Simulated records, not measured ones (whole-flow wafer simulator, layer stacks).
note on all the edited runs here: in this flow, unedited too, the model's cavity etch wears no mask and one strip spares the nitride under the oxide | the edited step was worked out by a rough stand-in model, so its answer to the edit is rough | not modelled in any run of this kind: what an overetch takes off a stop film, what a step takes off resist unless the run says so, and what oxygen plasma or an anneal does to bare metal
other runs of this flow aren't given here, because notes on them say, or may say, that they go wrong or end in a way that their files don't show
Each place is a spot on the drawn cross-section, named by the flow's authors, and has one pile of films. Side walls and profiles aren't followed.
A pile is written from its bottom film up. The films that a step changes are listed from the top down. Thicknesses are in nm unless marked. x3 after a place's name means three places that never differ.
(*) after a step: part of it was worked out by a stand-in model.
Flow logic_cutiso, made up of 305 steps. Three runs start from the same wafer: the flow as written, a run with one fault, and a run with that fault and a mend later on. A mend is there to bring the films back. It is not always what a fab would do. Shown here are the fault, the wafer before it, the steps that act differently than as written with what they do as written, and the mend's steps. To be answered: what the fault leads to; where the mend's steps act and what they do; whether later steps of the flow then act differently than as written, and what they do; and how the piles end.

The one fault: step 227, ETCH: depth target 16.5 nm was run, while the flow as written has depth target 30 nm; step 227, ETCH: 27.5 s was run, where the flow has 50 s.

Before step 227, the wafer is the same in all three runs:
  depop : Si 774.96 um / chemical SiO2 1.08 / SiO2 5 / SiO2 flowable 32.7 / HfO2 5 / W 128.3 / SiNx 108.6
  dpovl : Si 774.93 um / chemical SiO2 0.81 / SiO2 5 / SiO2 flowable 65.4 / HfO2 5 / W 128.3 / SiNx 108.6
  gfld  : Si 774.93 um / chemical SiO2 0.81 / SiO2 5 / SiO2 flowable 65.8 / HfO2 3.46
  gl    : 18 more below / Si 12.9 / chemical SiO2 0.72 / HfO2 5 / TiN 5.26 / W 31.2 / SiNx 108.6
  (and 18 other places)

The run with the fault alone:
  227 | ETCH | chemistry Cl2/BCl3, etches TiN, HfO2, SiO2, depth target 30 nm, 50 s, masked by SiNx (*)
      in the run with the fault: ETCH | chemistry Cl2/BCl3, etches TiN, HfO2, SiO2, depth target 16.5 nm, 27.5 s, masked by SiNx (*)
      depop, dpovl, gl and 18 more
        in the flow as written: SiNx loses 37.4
        in the run with the fault: SiNx loses 20.6
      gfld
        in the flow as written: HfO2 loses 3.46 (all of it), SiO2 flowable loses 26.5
        in the run with the fault: HfO2 loses 3.46 (all of it), SiO2 flowable loses 13
  Steps later in the flow that act otherwise than as written (not shown: 1 more step that differs only slightly, by at most 2% or 0.5 nm, whichever is larger):
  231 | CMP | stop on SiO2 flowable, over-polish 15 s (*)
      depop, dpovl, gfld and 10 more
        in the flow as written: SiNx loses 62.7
        in the run with the fault: SiNx loses 79.6
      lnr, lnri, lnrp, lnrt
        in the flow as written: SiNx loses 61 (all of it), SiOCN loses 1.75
        in the run with the fault: SiNx loses 77.8 (all of it), SiOCN loses 1.75
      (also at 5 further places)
  The piles end different from the flow's at gfld by more than 2% or 0.5 nm, whichever is larger.
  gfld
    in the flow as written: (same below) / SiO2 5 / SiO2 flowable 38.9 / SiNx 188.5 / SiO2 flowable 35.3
    in the run with the fault: (same below) / SiO2 5 / SiO2 flowable 52.4 / SiNx 175 / SiO2 flowable 35.3

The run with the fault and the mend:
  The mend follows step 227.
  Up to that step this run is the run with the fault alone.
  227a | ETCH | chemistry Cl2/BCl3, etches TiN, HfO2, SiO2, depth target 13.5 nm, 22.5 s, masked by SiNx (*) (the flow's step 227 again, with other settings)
      depop, dpovl, gl and 18 more
        SiNx loses 16.8
      gfld
        SiO2 flowable loses 13.5
  Every later step of the flow that is run acts as written at every place that is followed.
  At every place that both follow, the piles at the end match the flow's.
